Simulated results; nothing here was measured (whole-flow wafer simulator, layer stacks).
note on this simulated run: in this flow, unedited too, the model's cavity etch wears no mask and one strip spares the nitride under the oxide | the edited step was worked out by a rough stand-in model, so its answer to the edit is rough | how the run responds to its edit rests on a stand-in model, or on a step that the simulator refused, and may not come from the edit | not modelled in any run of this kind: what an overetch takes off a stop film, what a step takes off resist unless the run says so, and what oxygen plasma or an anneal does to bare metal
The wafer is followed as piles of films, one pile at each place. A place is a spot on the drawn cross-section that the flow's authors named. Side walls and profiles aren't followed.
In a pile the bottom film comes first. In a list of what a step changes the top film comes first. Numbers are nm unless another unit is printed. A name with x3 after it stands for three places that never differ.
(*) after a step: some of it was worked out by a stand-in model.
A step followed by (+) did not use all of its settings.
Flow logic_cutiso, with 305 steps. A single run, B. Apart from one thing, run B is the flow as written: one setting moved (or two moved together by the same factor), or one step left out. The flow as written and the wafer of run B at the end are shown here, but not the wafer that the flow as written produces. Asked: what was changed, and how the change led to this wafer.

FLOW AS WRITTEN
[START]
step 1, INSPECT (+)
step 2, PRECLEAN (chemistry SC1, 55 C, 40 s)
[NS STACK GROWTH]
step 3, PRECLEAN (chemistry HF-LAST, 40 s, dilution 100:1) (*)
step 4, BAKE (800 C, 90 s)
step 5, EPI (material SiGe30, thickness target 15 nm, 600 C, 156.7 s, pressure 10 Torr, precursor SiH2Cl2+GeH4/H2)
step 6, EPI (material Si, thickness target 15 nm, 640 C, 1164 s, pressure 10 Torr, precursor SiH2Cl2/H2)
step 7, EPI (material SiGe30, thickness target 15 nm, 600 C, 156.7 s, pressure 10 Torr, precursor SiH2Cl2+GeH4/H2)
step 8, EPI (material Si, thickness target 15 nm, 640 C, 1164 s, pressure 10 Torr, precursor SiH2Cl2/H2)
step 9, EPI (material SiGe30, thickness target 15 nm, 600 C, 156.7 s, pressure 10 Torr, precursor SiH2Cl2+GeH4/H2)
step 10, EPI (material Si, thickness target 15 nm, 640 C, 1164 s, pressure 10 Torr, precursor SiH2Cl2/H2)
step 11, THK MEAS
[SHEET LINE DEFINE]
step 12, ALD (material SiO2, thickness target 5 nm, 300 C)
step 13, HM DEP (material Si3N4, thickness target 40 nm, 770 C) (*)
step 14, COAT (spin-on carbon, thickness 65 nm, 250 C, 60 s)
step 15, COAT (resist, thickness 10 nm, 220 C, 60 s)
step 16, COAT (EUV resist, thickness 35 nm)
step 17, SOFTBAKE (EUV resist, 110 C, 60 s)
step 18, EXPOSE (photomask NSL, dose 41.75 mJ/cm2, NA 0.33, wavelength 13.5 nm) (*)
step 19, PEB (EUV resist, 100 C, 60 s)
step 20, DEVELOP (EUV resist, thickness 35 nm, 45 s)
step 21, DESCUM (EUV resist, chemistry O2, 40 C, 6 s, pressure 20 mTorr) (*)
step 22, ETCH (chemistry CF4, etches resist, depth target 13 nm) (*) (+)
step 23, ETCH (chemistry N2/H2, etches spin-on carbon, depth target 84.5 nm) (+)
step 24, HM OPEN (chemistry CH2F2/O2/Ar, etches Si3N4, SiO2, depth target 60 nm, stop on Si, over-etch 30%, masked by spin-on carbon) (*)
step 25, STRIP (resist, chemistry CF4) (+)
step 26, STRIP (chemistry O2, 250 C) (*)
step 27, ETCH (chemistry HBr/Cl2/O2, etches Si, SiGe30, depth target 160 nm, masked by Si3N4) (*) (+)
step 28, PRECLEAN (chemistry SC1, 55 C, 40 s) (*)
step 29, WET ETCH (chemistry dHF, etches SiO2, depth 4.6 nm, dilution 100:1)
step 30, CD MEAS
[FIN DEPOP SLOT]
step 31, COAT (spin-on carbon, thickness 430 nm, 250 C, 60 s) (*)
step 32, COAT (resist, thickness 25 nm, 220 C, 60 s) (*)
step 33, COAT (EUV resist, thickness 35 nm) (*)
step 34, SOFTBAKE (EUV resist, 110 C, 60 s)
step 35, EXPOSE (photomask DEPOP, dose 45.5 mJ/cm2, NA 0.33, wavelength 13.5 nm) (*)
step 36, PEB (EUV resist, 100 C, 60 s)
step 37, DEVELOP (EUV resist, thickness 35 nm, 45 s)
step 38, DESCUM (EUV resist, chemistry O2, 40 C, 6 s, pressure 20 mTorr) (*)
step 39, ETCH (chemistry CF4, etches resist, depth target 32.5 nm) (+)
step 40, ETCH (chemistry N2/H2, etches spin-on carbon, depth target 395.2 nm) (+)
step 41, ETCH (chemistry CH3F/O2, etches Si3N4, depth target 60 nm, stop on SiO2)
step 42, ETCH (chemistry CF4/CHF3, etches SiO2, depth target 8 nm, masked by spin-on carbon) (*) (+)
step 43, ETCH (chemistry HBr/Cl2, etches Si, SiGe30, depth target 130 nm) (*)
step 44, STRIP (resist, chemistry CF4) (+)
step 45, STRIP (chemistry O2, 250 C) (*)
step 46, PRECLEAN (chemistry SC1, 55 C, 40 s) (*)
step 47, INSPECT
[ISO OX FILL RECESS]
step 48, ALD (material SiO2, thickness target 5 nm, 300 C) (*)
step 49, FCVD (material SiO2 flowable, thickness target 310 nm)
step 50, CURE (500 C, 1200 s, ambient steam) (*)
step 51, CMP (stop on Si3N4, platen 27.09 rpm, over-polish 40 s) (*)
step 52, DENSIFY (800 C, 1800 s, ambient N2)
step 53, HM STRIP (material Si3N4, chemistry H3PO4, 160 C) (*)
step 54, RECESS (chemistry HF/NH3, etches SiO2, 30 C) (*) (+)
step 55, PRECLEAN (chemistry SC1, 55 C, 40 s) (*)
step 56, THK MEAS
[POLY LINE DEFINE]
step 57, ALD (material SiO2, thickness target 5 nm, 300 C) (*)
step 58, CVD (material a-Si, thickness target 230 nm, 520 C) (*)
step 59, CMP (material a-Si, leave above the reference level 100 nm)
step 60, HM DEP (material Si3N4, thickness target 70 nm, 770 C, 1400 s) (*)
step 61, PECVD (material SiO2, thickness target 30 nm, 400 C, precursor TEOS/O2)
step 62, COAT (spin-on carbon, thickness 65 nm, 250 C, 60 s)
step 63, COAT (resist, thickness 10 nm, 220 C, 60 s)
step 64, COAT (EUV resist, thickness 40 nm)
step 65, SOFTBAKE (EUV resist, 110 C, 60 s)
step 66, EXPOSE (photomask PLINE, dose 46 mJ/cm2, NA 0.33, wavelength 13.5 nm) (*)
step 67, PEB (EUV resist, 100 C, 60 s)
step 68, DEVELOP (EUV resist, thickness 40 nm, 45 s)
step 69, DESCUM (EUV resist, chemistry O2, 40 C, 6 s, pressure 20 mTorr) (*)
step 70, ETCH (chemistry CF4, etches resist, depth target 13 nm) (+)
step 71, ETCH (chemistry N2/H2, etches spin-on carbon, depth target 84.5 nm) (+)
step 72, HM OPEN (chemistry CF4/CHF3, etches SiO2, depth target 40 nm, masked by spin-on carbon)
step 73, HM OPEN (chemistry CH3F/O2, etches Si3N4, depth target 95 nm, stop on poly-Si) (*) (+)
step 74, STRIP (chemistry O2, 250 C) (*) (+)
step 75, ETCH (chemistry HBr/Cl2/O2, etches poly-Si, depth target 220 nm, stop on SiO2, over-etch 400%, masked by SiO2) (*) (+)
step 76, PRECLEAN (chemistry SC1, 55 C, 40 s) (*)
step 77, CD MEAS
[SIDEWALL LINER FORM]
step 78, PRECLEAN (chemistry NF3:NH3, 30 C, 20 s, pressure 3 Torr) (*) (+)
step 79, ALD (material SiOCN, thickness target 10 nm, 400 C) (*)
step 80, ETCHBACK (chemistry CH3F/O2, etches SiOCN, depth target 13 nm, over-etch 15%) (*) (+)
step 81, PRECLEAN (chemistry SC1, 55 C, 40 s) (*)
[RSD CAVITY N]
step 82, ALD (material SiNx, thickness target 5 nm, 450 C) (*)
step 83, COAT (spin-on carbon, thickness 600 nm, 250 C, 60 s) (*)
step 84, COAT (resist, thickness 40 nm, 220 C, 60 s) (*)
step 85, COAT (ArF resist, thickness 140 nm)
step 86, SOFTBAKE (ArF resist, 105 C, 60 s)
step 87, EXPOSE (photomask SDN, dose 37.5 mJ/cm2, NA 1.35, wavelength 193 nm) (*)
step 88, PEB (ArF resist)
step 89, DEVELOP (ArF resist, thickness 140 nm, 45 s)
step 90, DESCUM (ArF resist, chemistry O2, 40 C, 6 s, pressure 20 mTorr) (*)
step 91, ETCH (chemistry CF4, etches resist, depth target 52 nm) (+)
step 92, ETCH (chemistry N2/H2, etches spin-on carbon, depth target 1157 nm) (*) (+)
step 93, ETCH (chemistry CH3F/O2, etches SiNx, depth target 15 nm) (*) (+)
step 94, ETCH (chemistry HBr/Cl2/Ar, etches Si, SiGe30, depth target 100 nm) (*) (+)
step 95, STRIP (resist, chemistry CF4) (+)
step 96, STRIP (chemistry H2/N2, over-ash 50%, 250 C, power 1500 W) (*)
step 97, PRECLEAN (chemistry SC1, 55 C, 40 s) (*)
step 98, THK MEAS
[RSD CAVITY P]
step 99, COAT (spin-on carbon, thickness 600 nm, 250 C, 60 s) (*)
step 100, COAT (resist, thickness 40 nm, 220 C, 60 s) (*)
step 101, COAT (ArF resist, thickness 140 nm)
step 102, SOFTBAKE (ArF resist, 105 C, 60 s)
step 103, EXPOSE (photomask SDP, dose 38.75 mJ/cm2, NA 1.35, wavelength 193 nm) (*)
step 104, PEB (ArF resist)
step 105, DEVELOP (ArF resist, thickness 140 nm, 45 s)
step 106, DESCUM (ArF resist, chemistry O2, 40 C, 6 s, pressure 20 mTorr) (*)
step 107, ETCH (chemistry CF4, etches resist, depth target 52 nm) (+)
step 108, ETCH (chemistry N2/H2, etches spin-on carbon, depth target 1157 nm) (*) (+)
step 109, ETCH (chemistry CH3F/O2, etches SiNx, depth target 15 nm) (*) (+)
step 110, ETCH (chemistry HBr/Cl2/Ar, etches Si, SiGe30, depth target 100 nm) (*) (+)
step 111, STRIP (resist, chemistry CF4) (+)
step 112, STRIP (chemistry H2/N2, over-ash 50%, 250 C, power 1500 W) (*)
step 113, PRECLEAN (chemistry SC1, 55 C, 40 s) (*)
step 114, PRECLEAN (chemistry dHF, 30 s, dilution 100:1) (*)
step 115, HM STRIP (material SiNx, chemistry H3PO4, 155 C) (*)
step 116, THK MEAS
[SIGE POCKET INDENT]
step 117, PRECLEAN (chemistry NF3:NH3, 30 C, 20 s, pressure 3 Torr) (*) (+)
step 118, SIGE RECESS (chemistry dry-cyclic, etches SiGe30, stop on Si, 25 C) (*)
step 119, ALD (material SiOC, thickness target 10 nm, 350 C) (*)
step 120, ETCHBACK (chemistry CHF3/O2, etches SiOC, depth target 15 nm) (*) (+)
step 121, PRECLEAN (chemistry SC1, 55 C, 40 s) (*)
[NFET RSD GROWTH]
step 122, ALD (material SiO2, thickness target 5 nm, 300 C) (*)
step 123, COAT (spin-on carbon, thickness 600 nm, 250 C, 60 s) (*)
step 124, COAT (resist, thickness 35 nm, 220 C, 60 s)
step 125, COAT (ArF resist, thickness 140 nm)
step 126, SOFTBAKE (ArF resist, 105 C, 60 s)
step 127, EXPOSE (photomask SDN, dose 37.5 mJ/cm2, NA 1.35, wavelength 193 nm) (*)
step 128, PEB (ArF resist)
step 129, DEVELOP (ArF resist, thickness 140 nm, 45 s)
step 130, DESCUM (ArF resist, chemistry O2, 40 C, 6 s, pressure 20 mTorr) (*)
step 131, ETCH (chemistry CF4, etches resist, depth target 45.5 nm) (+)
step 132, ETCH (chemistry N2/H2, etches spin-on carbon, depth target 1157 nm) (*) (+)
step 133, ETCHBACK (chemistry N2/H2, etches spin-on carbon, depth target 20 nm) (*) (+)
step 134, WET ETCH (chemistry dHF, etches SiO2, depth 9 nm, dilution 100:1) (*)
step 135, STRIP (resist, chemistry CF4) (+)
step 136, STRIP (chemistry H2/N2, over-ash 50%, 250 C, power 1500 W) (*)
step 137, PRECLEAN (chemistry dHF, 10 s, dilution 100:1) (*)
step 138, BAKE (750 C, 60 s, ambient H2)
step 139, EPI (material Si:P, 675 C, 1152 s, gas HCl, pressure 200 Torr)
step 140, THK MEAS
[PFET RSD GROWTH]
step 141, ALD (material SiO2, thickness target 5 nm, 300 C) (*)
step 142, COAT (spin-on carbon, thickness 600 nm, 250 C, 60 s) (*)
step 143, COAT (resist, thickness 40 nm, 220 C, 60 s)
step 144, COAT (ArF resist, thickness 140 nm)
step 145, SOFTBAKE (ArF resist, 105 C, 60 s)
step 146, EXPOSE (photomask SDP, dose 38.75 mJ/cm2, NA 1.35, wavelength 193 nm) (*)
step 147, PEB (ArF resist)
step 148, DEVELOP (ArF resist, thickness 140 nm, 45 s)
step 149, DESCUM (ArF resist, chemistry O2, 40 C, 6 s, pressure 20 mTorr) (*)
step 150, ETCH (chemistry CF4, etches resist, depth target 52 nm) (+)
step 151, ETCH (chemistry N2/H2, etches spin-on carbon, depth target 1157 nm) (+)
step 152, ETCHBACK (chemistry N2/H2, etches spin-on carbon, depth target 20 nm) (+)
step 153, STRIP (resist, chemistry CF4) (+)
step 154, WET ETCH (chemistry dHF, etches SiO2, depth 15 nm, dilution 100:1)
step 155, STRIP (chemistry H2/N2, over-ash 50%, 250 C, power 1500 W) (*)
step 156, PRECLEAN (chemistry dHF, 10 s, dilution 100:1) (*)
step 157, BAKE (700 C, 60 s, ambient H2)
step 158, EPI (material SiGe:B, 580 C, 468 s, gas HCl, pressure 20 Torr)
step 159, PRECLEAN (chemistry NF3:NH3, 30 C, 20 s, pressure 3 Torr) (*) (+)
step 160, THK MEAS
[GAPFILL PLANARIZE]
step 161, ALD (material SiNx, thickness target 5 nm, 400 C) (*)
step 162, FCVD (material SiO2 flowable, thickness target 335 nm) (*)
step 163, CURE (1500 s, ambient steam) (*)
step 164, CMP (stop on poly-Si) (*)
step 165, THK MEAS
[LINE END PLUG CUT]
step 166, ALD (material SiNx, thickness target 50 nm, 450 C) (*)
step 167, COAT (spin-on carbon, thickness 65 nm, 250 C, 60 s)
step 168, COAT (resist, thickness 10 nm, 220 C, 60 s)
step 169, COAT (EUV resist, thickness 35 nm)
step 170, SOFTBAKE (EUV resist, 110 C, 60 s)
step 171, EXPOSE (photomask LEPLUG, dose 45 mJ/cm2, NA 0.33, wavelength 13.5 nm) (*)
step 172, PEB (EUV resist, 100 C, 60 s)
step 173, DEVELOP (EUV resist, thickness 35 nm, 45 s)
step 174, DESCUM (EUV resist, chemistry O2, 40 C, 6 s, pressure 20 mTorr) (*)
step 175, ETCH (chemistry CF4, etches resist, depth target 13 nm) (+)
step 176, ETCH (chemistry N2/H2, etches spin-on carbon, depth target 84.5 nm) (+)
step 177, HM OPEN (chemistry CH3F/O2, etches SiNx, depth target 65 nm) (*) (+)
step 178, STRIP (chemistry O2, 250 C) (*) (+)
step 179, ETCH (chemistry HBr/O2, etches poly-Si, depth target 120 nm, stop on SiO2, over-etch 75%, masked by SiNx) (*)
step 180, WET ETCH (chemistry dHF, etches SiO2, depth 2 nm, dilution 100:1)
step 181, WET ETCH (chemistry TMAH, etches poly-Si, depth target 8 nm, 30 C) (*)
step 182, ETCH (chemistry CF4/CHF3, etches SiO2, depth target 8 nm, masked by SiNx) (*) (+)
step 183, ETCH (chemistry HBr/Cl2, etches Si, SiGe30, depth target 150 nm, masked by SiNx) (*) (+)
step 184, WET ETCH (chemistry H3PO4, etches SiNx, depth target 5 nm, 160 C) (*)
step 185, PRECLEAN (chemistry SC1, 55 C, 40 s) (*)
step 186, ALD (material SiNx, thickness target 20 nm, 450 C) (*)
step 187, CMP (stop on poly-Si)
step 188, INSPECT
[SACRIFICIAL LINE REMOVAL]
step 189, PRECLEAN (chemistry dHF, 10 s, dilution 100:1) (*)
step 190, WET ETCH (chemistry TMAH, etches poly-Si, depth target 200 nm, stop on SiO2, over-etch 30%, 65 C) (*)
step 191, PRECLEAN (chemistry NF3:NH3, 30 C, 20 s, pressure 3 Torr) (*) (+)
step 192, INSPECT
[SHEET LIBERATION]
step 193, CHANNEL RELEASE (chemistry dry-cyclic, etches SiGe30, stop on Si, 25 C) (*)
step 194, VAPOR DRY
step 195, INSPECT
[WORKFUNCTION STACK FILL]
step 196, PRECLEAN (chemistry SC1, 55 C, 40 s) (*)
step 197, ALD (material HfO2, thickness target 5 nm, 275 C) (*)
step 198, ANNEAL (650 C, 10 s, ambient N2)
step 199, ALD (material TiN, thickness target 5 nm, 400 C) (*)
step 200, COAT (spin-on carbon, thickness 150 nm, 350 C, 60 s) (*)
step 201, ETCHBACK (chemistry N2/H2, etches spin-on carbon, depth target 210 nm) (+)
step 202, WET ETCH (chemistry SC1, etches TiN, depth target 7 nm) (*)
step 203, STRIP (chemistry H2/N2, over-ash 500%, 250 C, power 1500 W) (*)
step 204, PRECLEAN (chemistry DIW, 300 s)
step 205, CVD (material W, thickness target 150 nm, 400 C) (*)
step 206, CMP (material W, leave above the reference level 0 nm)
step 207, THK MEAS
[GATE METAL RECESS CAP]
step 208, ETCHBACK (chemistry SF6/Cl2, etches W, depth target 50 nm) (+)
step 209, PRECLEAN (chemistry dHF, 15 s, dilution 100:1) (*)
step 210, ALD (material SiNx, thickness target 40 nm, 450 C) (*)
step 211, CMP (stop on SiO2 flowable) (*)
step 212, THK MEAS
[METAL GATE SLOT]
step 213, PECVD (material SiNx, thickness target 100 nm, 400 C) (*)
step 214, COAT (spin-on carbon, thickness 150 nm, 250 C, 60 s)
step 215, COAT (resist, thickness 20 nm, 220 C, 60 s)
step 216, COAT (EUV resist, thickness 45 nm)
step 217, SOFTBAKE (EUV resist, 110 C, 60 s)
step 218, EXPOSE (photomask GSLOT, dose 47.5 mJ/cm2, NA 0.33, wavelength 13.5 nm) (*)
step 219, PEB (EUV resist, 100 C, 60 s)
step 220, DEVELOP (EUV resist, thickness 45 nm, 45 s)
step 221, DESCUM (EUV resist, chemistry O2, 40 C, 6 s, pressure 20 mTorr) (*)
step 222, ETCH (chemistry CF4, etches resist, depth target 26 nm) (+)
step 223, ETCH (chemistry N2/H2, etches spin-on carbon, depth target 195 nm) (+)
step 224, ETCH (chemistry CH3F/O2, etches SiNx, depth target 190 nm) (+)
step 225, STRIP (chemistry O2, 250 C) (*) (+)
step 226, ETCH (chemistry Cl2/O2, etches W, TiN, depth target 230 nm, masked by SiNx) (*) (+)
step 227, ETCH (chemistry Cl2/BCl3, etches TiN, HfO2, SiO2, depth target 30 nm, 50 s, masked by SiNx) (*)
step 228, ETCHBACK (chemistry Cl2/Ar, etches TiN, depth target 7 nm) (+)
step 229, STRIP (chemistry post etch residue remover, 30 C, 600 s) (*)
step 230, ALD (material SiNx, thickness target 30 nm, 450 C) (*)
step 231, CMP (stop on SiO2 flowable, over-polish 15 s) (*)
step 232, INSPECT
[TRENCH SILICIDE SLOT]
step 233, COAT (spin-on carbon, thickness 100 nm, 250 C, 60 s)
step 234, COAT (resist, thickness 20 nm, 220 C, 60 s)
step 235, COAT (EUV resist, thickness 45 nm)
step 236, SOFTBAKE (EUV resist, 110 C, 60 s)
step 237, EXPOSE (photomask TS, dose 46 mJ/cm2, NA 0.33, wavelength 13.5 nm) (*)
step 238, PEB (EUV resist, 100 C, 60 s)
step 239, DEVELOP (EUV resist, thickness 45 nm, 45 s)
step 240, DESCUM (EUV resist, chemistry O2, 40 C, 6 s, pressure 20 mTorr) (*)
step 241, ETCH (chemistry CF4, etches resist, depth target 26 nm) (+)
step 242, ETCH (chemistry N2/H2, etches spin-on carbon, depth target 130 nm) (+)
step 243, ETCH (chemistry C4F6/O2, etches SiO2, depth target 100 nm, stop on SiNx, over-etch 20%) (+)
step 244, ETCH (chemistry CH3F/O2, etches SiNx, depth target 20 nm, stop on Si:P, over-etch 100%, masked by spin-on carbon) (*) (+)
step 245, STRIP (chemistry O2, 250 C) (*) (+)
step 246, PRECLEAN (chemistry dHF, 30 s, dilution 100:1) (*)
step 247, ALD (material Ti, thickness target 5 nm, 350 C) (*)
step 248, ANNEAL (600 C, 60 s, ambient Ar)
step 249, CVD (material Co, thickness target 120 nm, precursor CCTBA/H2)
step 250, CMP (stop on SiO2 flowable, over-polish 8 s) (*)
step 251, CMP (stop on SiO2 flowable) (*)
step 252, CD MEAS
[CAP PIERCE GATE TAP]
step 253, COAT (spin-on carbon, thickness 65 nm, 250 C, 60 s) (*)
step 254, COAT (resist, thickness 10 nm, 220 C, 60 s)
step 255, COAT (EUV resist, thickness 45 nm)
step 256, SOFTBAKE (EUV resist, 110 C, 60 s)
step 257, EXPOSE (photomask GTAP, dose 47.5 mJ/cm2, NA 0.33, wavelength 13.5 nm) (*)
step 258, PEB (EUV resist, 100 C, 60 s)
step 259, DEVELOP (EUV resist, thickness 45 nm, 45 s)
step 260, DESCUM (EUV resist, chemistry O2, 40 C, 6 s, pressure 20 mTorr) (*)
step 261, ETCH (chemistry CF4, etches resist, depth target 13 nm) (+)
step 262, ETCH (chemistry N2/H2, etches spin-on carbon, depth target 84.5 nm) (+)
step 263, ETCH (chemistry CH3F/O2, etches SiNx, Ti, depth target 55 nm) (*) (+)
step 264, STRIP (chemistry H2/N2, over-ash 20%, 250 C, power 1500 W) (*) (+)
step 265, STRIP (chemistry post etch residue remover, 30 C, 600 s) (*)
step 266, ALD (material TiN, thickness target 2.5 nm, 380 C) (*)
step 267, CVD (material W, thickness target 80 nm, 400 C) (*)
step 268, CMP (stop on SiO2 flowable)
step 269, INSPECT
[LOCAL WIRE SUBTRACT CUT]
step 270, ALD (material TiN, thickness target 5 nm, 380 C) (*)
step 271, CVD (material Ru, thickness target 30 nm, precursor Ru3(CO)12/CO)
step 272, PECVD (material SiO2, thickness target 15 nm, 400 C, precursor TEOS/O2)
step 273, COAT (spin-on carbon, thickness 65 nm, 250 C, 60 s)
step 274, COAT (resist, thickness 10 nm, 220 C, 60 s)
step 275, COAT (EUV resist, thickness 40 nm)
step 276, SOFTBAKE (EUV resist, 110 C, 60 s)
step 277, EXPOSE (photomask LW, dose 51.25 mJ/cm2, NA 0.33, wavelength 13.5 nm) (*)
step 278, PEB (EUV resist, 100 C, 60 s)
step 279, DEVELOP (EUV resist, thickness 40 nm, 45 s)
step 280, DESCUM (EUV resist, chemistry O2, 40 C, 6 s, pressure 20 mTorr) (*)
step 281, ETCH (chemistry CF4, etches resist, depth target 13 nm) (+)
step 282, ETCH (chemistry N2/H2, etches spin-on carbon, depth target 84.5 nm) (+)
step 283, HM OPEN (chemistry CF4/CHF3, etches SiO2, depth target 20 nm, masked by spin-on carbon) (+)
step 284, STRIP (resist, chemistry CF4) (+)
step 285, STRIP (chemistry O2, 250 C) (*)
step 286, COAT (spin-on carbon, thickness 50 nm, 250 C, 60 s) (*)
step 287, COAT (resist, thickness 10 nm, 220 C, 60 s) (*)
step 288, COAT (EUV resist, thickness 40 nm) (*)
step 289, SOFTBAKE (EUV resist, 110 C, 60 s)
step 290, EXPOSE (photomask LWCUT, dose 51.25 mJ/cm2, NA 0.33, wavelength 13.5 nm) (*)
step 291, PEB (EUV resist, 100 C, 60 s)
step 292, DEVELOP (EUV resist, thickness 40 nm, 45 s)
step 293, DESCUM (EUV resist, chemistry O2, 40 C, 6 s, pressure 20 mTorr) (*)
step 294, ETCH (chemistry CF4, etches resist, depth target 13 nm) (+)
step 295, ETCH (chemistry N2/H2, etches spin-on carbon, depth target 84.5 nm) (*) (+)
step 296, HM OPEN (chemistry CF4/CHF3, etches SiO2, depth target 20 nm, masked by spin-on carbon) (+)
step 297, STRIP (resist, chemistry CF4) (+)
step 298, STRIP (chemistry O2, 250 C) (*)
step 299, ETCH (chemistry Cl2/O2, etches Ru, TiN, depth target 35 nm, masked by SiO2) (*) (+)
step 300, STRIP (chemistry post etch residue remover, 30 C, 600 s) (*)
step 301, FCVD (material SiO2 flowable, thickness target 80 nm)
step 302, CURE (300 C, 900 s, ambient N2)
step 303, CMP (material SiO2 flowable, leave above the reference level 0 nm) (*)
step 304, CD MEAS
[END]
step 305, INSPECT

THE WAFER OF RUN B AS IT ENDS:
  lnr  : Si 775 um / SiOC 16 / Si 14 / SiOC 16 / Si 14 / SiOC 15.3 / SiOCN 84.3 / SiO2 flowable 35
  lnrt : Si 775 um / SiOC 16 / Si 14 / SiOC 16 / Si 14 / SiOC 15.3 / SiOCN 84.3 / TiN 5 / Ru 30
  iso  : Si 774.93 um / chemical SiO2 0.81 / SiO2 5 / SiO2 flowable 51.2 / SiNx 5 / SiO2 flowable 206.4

Cause: step 75, ETCH: depth target 247.5 nm was run, whereas the flow has depth target 220 nm.

Step by step, how the change led to this:
  step 75, ETCH (chemistry HBr/Cl2/O2, etches poly-Si, depth target 220 nm, stop on SiO2, over-etch 400%, masked by SiO2) (*) (+)
      lnr, lnrp, lnrt, rsdn, rsdp, rsdw, rsdx: chemical SiO2 loses 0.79 (all of it), poly-Si loses 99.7 (all of it), SiO2 loses 5 (all of it), chemical SiO2 loses 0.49 (all of it), Si loses 13.9 (all of it) (it would be, as written: chemical SiO2 loses 0.79 (all of it), poly-Si loses 99.7 (all of it), SiO2 loses 5 (all of it))
      iso, lnri: chemical SiO2 loses 0.79 (all of it), poly-Si loses 189.1 (all of it), SiO2 loses 5 (all of it), SiO2 flowable loses 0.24 (it would be, as written: chemical SiO2 loses 0.79 (all of it), poly-Si loses 189.1 (all of it), SiO2 loses 4.55)
  step 80, ETCHBACK (chemistry CH3F/O2, etches SiOCN, depth target 13 nm, over-etch 15%) (*) (+)
      rsdn, rsdp, rsdw, rsdx: SiOCN loses 10 (all of it), SiGe30 loses 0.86 (it would be, as written: SiOCN loses 10 (all of it), Si loses 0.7)
      lnr, lnrp, lnrt: SiOCN gains 189.1 (it would be, as written: SiOCN gains 175.1)
  step 94, ETCH (chemistry HBr/Cl2/Ar, etches Si, SiGe30, depth target 100 nm) (*) (+)
      rsdn, rsdx: chemical SiO2 loses 0.49 (all of it), SiGe30 loses 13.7 (all of it), Si loses 15 (all of it), SiGe30 loses 15 (all of it), Si loses 15 (all of it), SiGe30 loses 15 (all of it), Si loses 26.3 (it would be, as written: chemical SiO2 loses 0.49 (all of it), Si loses 12.8 (all of it), SiGe30 loses 15 (all of it), Si loses 15 (all of it), SiGe30 loses 15 (all of it), Si loses 15 (all of it), SiGe30 loses 15 (all of it), Si loses 12.2)
  step 110, ETCH (chemistry HBr/Cl2/Ar, etches Si, SiGe30, depth target 100 nm) (*) (+)
      rsdp, rsdw: chemical SiO2 loses 0.49 (all of it), SiGe30 loses 13.7 (all of it), Si loses 15 (all of it), SiGe30 loses 15 (all of it), Si loses 15 (all of it), SiGe30 loses 15 (all of it), Si loses 26.3 (it would be, as written: chemical SiO2 loses 0.49 (all of it), Si loses 12.8 (all of it), SiGe30 loses 15 (all of it), Si loses 15 (all of it), SiGe30 loses 15 (all of it), Si loses 15 (all of it), SiGe30 loses 15 (all of it), Si loses 12.2)
  step 118, SIGE RECESS (chemistry dry-cyclic, etches SiGe30, stop on Si, 25 C) (*)
      lnr, lnrp, lnrt: SiOCN loses 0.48, cavity gains 15.3 (new film), SiGe30 loses 14.8 (all of it), Si loses 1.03, cavity gains 16 (new film), SiGe30 loses 15 (all of it), Si loses 1.03, cavity gains 16 (new film), SiGe30 loses 15 (all of it), Si loses 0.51 (it would be, as written: SiOCN loses 0.48, Si loses 0.51, cavity gains 16 (new film), SiGe30 loses 15 (all of it), Si loses 1.03, cavity gains 16 (new film), SiGe30 loses 15 (all of it), Si loses 1.03, cavity gains 16 (new film), SiGe30 loses 15 (all of it), Si loses 0.51)
  step 119, ALD (material SiOC, thickness target 10 nm, 350 C) (*)
      lnr, lnrp, lnrt: SiOC gains 10 (new film), SiOC gains 15.3 (new film), cavity loses 15.3 (all of it), SiOC gains 16 (new film), cavity loses 16 (all of it), SiOC gains 16 (new film), cavity loses 16 (all of it) (it would be, as written: SiOC gains 10 (new film), SiOC gains 16 (new film), cavity loses 16 (all of it), SiOC gains 16 (new film), cavity loses 16 (all of it), SiOC gains 16 (new film), cavity loses 16 (all of it))
  step 135, STRIP (resist, chemistry CF4) (+)
      gl: Si3N4 loses 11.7 (it would be, as written: Si3N4 loses 12.3)
  step 139, EPI (material Si:P, 675 C, 1152 s, gas HCl, pressure 200 Torr)
      rsdn, rsdx: Si:P gains 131 (new film) (it would be, as written: Si:P gains 116.9 (new film))
  step 141, ALD (material SiO2, thickness target 5 nm, 300 C) (*)
      gxn: SiO2 gains 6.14 (new film) (it would be, as written: SiO2 gains 10.1 (new film))
  step 158, EPI (material SiGe:B, 580 C, 468 s, gas HCl, pressure 20 Torr)
      rsdp, rsdw: SiGe:B gains 131 (new film) (it would be, as written: SiGe:B gains 116.8 (new film))
  step 159, PRECLEAN (chemistry NF3:NH3, 30 C, 20 s, pressure 3 Torr) (*) (+)
      gxn: SiO2 loses 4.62 (all of it), Si3N4 loses 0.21 (it would be, as written: SiO2 loses 7.5)
  step 164, CMP (stop on poly-Si) (*)
      gxn: SiO2 flowable loses 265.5 (all of it), SiNx loses 5 (all of it), Si3N4 loses 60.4 (all of it) (it would be, as written: SiO2 flowable loses 264.5 (all of it), SiNx loses 5 (all of it), SiO2 loses 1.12 (all of it), Si3N4 loses 60.3 (all of it))
